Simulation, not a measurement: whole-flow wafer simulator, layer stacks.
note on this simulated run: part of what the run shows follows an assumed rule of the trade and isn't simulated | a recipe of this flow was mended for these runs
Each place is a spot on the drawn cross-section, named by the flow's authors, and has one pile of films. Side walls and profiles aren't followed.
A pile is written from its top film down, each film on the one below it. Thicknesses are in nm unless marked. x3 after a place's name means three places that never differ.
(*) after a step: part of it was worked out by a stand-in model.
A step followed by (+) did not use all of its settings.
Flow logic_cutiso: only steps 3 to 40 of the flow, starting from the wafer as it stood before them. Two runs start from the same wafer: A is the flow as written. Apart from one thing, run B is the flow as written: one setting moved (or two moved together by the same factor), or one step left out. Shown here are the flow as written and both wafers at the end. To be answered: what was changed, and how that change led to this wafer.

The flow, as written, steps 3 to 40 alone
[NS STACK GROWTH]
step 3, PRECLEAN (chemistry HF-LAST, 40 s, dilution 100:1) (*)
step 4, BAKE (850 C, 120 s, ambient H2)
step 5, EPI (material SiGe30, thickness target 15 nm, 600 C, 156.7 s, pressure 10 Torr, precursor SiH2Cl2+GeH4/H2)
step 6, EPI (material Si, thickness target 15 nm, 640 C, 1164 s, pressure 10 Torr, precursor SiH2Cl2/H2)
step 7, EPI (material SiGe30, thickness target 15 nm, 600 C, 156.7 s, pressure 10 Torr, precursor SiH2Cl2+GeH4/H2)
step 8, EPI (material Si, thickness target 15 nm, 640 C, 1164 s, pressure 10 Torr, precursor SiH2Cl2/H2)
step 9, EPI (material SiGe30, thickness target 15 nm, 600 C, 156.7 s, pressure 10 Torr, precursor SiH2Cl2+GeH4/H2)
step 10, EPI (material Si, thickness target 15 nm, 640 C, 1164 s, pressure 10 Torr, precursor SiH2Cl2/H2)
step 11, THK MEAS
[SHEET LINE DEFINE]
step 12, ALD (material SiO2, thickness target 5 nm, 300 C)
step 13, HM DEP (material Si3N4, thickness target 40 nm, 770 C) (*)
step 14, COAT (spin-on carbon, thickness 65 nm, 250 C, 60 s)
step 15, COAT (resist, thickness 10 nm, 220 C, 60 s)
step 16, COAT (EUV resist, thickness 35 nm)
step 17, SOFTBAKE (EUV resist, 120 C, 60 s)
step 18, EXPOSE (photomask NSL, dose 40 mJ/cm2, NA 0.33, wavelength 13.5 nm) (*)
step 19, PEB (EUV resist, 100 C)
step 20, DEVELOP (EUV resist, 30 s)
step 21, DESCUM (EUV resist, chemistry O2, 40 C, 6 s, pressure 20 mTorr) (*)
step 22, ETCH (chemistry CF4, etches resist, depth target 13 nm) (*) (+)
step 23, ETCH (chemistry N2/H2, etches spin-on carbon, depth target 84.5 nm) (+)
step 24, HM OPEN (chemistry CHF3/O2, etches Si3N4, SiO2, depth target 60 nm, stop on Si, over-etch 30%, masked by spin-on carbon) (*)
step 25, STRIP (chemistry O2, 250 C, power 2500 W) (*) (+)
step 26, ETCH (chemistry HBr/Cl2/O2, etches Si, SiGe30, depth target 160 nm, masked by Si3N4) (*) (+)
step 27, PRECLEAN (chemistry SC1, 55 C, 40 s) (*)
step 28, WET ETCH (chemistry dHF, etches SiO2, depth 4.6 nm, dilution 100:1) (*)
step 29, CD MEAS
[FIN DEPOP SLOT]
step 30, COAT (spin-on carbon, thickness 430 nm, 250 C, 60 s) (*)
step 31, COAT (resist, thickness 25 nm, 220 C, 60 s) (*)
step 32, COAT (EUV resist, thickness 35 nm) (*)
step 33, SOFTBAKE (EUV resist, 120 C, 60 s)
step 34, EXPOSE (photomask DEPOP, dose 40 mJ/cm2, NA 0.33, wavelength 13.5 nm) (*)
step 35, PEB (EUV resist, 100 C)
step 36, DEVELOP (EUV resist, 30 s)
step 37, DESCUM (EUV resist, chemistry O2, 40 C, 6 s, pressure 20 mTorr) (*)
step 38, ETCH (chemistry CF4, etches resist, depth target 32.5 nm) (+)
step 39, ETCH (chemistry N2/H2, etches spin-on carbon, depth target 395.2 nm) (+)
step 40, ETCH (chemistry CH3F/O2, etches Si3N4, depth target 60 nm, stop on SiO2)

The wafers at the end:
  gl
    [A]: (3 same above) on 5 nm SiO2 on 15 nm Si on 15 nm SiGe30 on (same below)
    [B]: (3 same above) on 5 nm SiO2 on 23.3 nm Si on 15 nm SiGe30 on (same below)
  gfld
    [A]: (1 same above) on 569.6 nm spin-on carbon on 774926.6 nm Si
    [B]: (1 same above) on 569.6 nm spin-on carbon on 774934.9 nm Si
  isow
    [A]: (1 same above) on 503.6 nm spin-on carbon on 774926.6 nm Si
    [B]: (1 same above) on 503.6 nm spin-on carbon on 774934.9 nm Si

What caused this: step 10, EPI: thickness target 23.2 nm was run, whereas the flow has thickness target 15 nm; step 10, EPI: 1805 s was run, where the flow has 1164 s.

The path from the change to this, step by step:
  step 10, EPI (material Si, thickness target 15 nm, 640 C, 1164 s, pressure 10 Torr, precursor SiH2Cl2/H2)
      depop, dpovl, gfld and 19 more: A +15 Si (new film) | B +23.3 Si (new film)
  step 26, ETCH (chemistry HBr/Cl2/O2, etches Si, SiGe30, depth target 160 nm, masked by Si3N4) (*) (+)
      dpovl, gfld, gxf, iso, isow, lnri, nsgap: A -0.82 chemical SiO2 (all of it), -12 Si (all of it), -15 SiGe30 (all of it), -15 Si (all of it), -15 SiGe30 (all of it), -15 Si (all of it), -15 SiGe30 (all of it), -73 Si | B -0.82 chemical SiO2 (all of it), -20.2 Si (all of it), -15 SiGe30 (all of it), -15 Si (all of it), -15 SiGe30 (all of it), -15 Si (all of it), -15 SiGe30 (all of it), -64.8 Si
